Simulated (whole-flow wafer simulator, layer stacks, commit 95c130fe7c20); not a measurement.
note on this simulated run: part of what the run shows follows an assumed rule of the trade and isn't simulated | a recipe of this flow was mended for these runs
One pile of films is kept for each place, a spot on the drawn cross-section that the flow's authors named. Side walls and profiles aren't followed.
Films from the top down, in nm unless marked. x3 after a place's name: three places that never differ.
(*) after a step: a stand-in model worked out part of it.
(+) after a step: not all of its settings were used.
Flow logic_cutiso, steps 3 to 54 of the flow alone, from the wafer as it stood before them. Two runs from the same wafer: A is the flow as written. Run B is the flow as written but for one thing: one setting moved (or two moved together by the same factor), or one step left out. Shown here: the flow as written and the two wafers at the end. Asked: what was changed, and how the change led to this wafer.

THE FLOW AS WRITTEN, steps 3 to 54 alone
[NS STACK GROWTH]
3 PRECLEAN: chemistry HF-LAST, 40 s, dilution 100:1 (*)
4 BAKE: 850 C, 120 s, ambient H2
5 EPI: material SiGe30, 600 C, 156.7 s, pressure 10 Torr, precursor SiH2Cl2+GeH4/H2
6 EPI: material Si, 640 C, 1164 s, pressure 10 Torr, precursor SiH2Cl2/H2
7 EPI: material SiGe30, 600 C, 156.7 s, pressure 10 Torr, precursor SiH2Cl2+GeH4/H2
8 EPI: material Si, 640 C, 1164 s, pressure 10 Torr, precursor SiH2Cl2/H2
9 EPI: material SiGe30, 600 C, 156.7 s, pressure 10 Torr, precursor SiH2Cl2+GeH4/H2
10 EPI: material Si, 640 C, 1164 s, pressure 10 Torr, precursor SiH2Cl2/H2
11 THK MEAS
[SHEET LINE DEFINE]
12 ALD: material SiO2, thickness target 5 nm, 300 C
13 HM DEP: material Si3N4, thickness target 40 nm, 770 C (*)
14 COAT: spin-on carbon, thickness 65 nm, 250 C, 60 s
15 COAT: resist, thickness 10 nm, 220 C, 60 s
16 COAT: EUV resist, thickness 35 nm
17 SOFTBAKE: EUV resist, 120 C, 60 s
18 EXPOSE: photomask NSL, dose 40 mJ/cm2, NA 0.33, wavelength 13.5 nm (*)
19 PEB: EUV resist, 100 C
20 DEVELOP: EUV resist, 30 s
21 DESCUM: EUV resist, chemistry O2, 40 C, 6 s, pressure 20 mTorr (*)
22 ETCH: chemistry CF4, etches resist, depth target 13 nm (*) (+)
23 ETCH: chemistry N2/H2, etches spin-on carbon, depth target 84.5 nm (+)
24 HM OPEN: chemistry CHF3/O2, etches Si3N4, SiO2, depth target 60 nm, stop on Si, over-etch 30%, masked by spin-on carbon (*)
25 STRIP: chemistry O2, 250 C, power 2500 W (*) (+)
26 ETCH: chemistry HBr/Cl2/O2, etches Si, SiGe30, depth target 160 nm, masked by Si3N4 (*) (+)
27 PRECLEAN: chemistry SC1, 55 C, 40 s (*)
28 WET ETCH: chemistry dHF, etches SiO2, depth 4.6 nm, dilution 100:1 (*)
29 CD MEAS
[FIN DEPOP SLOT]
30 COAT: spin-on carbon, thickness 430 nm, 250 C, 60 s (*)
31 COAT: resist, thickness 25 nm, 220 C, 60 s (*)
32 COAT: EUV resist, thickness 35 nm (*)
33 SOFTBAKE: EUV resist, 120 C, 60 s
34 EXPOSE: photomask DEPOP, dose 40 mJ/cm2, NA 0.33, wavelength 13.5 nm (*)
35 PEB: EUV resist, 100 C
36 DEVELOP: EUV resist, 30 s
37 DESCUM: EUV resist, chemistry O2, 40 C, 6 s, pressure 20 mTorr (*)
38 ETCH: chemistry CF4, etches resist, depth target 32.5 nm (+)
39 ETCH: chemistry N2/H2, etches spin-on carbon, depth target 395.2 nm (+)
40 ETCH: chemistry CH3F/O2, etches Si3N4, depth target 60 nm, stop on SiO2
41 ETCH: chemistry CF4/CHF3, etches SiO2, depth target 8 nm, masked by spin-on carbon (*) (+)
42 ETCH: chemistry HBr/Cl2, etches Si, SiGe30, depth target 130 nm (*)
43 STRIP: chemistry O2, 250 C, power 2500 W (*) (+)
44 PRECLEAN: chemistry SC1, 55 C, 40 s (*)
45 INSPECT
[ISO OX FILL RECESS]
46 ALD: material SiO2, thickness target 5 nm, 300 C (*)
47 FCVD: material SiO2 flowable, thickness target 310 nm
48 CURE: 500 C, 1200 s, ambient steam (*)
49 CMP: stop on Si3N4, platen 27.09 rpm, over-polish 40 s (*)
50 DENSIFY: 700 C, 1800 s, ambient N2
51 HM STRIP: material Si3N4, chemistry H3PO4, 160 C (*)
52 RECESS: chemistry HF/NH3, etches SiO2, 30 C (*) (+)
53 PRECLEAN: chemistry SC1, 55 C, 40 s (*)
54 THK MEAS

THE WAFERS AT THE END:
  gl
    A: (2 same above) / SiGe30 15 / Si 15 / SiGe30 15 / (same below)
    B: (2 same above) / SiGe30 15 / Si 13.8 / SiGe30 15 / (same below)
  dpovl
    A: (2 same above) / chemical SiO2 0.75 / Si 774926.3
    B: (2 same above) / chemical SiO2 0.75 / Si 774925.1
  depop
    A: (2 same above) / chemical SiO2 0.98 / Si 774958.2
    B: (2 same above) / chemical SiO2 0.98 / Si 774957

The cause: step 8, EPI: 1071 s was run, where the flow has 1164 s.

How the change led to this, step by step:
  8 EPI: material Si, 640 C, 1164 s, pressure 10 Torr, precursor SiH2Cl2/H2
      depop, dpovl, gfld and 19 more: A Si +15 (new film) | B Si +13.8 (new film)
  26 ETCH: chemistry HBr/Cl2/O2, etches Si, SiGe30, depth target 160 nm, masked by Si3N4 (*) (+)
      dpovl, gfld, gxf, iso, isow, lnri, nsgap: A chemical SiO2 -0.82 (all of it), Si -12 (all of it), SiGe30 -15 (all of it), Si -15 (all of it), SiGe30 -15 (all of it), Si -15 (all of it), SiGe30 -15 (all of it), Si -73 | B chemical SiO2 -0.82 (all of it), Si -12 (all of it), SiGe30 -15 (all of it), Si -13.8 (all of it), SiGe30 -15 (all of it), Si -15 (all of it), SiGe30 -15 (all of it), Si -74.2
  42 ETCH: chemistry HBr/Cl2, etches Si, SiGe30, depth target 130 nm (*)
      depop: A Si -13.8 (all of it), SiGe30 -15 (all of it), Si -15 (all of it), SiGe30 -15 (all of it), Si -15 (all of it), SiGe30 -15 (all of it), Si -41.2 | B Si -13.8 (all of it), SiGe30 -15 (all of it), Si -13.8 (all of it), SiGe30 -15 (all of it), Si -15 (all of it), SiGe30 -15 (all of it), Si -42.4
